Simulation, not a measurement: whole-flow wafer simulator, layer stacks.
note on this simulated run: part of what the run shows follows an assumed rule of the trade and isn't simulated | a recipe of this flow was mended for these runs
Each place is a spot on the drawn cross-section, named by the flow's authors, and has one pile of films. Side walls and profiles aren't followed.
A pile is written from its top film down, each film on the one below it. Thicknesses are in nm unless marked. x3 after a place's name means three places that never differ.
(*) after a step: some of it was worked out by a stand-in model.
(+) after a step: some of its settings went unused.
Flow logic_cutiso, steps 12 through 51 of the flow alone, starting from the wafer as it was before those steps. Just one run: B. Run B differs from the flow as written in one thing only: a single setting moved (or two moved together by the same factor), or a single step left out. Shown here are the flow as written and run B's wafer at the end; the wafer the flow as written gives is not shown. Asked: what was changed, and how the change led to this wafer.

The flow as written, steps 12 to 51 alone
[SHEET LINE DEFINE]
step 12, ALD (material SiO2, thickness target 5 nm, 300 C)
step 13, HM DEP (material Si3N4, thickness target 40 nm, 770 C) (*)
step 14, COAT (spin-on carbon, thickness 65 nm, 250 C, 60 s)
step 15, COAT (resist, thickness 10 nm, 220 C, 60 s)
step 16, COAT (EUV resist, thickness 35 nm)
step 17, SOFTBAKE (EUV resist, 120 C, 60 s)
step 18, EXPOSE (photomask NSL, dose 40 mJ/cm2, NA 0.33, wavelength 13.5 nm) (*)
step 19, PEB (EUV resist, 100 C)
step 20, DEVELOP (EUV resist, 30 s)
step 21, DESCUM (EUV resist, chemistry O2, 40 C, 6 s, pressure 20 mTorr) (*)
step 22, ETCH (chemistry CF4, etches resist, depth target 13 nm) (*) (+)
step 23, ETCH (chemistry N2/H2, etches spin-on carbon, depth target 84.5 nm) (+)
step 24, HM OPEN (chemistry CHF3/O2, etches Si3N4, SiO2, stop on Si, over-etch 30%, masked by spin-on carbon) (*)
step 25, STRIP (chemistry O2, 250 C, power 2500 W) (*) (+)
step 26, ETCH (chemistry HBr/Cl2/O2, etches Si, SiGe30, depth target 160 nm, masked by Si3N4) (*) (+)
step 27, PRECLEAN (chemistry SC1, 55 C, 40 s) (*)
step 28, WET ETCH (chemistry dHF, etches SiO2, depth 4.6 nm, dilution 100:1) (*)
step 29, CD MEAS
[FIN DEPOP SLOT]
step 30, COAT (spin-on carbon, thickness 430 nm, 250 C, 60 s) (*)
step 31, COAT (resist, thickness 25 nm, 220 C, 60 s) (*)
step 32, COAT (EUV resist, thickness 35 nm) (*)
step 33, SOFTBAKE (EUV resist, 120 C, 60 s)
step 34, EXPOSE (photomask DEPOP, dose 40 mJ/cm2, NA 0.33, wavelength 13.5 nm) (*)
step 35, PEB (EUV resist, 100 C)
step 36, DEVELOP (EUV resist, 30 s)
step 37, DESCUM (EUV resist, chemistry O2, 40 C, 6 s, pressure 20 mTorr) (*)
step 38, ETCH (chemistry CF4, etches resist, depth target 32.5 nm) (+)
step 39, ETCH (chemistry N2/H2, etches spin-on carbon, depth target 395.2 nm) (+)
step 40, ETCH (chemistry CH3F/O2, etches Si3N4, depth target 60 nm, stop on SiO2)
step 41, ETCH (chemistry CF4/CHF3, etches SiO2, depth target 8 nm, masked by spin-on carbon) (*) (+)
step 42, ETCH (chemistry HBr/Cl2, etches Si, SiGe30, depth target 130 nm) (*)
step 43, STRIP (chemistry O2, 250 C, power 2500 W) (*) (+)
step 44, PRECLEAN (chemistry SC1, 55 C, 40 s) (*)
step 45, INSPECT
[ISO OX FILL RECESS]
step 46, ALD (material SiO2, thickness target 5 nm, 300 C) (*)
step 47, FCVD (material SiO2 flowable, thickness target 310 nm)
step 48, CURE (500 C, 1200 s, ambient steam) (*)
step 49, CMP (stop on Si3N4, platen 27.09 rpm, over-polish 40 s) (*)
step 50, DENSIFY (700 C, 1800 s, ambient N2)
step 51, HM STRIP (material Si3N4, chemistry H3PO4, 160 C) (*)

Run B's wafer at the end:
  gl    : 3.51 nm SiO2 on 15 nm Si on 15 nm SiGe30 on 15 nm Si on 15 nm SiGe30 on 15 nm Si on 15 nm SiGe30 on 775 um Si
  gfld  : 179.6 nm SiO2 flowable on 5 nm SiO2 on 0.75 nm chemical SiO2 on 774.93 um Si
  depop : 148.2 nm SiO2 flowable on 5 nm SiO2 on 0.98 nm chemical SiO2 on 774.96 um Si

What caused this: step 12, ALD: thickness target 3.9 nm was run, whereas the flow has thickness target 5 nm.

The path from the change to this, step by step:
  step 12, ALD (material SiO2, thickness target 5 nm, 300 C)
      depop, dpovl, gfld and 19 more: SiO2 gains 3.9 (new film) (as written it would have been: SiO2 gains 5 (new film))
  step 24, HM OPEN (chemistry CHF3/O2, etches Si3N4, SiO2, stop on Si, over-etch 30%, masked by spin-on carbon) (*)
      depop, gl, glp and 12 more: resist loses 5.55 (all of it), spin-on carbon loses 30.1 (as written it would have been: resist loses 5.55 (all of it), spin-on carbon loses 31.1)
      dpovl, gfld, gxf, iso, isow, lnri, nsgap: Si3N4 loses 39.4 (all of it), SiO2 loses 3.9 (all of it), Si loses 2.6 (as written it would have been: Si3N4 loses 39.4 (all of it), SiO2 loses 5 (all of it), Si loses 2.67)
  step 25, STRIP (chemistry O2, 250 C, power 2500 W) (*) (+)
      depop, gl, glp and 12 more: spin-on carbon loses 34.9 (all of it) (as written it would have been: spin-on carbon loses 33.9 (all of it))
  step 41, ETCH (chemistry CF4/CHF3, etches SiO2, depth target 8 nm, masked by spin-on carbon) (*) (+)
      depop: SiO2 loses 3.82 (all of it), Si loses 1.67 (as written it would have been: SiO2 loses 4.92 (all of it), Si loses 1.23)
